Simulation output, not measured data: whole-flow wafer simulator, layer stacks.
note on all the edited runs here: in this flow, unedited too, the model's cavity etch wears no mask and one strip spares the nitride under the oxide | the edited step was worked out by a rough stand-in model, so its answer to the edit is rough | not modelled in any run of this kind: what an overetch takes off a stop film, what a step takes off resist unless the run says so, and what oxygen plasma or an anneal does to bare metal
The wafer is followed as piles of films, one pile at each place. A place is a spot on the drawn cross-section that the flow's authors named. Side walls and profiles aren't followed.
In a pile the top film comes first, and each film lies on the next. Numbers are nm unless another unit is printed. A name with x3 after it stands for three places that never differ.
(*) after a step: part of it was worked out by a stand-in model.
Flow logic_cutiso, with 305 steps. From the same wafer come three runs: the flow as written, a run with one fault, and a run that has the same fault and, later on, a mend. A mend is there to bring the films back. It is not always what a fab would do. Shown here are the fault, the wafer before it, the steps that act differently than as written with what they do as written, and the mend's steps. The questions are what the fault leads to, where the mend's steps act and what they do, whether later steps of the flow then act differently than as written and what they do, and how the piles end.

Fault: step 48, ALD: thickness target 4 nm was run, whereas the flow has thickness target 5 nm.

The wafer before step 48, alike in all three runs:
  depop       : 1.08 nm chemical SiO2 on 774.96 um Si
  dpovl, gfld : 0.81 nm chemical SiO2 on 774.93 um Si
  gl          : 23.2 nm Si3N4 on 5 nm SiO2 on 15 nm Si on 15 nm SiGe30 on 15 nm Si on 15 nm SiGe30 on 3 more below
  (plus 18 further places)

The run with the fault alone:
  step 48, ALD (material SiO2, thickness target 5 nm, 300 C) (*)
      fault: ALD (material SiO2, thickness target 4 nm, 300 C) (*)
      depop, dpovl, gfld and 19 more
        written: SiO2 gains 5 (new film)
        fault: SiO2 gains 4 (new film)
  Later steps of the flow acting differently than as written (7 more steps, not shown, differ only slightly: by at most 2% or 0.5 nm, whichever is larger):
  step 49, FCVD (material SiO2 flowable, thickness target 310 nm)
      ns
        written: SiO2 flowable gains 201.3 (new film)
        fault: SiO2 flowable gains 197.2 (new film)
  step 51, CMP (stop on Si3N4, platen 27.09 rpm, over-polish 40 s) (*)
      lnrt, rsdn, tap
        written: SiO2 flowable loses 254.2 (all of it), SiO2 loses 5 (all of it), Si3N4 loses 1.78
        fault: SiO2 flowable loses 253.7 (all of it), SiO2 loses 4 (all of it), Si3N4 loses 1.78
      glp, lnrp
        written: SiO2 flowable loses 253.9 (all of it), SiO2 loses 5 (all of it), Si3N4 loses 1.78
        fault: SiO2 flowable loses 253.4 (all of it), SiO2 loses 4 (all of it), Si3N4 loses 1.78
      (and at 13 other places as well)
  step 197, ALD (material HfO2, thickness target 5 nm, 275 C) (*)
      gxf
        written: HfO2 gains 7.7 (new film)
        fault: HfO2 gains 5.06 (new film)
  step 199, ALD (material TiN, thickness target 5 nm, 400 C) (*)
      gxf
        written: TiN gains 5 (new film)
        fault: TiN gains 7.58 (new film)
  At depop, dpovl, gfld, gxf, iso, isow, lnri, nsgap, the piles at the end differ from the flow's by more than 2% or 0.5 nm, whichever is larger.
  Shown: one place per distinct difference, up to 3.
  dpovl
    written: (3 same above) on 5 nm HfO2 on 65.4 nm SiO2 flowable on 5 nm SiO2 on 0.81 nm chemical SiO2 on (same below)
    fault: (3 same above) on 5 nm HfO2 on 66.4 nm SiO2 flowable on 4 nm SiO2 on 0.81 nm chemical SiO2 on (same below)
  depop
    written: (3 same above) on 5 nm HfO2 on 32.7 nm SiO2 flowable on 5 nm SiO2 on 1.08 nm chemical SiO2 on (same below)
    fault: (3 same above) on 5 nm HfO2 on 33.7 nm SiO2 flowable on 4 nm SiO2 on 1.08 nm chemical SiO2 on (same below)
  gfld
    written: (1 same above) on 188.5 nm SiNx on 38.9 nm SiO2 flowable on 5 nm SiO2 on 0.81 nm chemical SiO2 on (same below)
    fault: (1 same above) on 188.5 nm SiNx on 39.9 nm SiO2 flowable on 4 nm SiO2 on 0.81 nm chemical SiO2 on (same below)

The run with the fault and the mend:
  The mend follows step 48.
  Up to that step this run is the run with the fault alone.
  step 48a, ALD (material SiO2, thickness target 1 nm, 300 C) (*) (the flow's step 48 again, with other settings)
      depop, dpovl, gfld and 19 more
        SiO2 gains 1
  Every later step of the flow that is run acts as written at every place that is followed.
  By the end, the piles equal the flow's at every place that both follow.
